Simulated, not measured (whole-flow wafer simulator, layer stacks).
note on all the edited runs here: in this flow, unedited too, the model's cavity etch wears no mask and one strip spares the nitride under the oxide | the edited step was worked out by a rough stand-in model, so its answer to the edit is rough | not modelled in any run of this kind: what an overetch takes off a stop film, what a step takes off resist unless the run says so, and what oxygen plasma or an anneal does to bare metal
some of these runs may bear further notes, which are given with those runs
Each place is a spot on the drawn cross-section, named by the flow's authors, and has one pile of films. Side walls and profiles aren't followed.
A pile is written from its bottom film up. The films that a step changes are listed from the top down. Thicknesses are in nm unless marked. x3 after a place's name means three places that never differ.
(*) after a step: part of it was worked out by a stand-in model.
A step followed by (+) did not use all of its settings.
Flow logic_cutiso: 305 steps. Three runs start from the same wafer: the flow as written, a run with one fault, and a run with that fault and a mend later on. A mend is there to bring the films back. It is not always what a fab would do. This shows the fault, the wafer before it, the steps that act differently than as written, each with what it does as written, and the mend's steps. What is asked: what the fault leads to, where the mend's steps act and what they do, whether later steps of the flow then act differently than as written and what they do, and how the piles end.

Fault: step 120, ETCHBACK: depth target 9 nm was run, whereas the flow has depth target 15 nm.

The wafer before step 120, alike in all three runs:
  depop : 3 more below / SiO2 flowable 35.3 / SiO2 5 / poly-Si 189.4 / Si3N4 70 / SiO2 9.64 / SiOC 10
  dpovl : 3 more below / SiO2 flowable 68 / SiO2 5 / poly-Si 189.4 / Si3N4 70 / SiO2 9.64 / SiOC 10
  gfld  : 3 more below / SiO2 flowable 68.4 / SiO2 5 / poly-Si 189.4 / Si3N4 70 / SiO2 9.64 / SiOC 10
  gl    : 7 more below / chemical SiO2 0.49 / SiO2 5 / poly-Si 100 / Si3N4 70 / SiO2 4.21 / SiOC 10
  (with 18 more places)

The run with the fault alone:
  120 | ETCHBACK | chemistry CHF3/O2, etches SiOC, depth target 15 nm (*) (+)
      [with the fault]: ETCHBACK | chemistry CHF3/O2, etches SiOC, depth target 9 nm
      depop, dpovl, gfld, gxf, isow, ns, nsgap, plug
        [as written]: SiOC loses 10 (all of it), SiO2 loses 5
        [with the fault]: SiOC loses 9
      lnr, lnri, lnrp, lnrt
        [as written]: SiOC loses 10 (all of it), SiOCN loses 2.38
        [with the fault]: SiOC loses 9
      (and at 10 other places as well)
  Steps further on in the flow that do not act as written (not shown: 29 more steps that differ only slightly, by at most 2% or 0.5 nm, whichever is larger):
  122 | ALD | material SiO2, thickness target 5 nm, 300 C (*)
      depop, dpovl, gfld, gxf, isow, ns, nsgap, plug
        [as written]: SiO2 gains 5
        [with the fault]: SiO2 gains 5 (new film)
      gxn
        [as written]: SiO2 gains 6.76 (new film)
        [with the fault]: SiO2 gains 5 (new film)
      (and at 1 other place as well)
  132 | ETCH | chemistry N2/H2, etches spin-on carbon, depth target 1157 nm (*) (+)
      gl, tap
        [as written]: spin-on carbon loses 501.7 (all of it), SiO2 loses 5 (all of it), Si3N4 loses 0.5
        [with the fault]: spin-on carbon loses 505.8 (all of it), SiO2 loses 5 (all of it), SiOC loses 1 (all of it), SiO2 loses 0.17
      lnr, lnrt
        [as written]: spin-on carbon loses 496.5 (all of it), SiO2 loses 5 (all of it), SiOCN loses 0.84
        [with the fault]: spin-on carbon loses 503 (all of it), SiO2 loses 5 (all of it), SiOC loses 1 (all of it), SiOCN loses 0.18
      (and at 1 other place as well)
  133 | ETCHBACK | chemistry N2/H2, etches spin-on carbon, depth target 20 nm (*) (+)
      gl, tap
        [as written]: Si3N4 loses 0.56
        [with the fault]: SiO2 loses 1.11
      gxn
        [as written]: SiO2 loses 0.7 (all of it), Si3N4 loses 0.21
        [with the fault]: SiOC loses 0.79 (all of it), SiO2 loses 0.37
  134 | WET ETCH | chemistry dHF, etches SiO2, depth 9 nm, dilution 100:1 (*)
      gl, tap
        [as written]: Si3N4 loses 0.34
        [with the fault]: SiO2 loses 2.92 (all of it), Si3N4 loses 0.18
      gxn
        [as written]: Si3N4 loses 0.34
        [with the fault]: SiO2 loses 3.84 (all of it), Si3N4 loses 0.16
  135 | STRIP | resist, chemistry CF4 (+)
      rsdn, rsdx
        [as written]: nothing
        [with the fault]: SiOC loses 0.8 (all of it)
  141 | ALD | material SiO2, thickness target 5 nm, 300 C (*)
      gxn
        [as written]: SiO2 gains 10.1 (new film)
        [with the fault]: SiO2 gains 12.6 (new film)
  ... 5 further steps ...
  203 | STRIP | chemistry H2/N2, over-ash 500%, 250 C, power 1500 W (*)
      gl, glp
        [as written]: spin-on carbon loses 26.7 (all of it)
        [with the fault]: spin-on carbon loses 27.3 (all of it)
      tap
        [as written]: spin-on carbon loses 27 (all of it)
        [with the fault]: spin-on carbon loses 27.6 (all of it)
  At iso, rsdp, rsdw, the piles at the end differ from the flow's by more than 2% or 0.5 nm, whichever is larger.
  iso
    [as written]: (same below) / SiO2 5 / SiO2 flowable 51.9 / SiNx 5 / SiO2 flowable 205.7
    [with the fault]: (same below) / SiO2 5 / SiO2 flowable 57.5 / SiOC 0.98 / SiNx 5 / SiO2 flowable 199
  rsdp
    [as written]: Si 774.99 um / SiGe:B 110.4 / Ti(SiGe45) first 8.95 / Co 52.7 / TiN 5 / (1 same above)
    [with the fault]: Si 774.99 um / SiOC 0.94 / SiGe:B 109.2 / Ti(SiGe45) first 8.95 / Co 52.6 / TiN 5 / (1 same above)
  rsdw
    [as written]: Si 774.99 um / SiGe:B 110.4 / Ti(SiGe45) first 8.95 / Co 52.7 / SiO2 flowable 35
    [with the fault]: Si 774.99 um / SiOC 0.94 / SiGe:B 109.2 / Ti(SiGe45) first 8.95 / Co 52.6 / SiO2 flowable 35

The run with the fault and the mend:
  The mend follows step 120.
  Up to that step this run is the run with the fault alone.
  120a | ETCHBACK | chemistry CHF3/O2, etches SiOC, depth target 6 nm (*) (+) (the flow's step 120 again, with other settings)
      depop, dpovl, gfld, gxf, isow, ns, nsgap, plug
        SiOC loses 1 (all of it), SiO2 loses 5
      lnr, lnri, lnrp, lnrt
        SiOC loses 1 (all of it), SiOCN loses 2.38
      rsdn, rsdp, rsdw, rsdx
        SiOC loses 1 (all of it)
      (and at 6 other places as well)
  None of the later steps of the flow differs from how it acts as written, at any place that is followed, by more than 2% or 0.5 nm, whichever is larger.
  At every place that both follow, the piles at the end match the flow's.
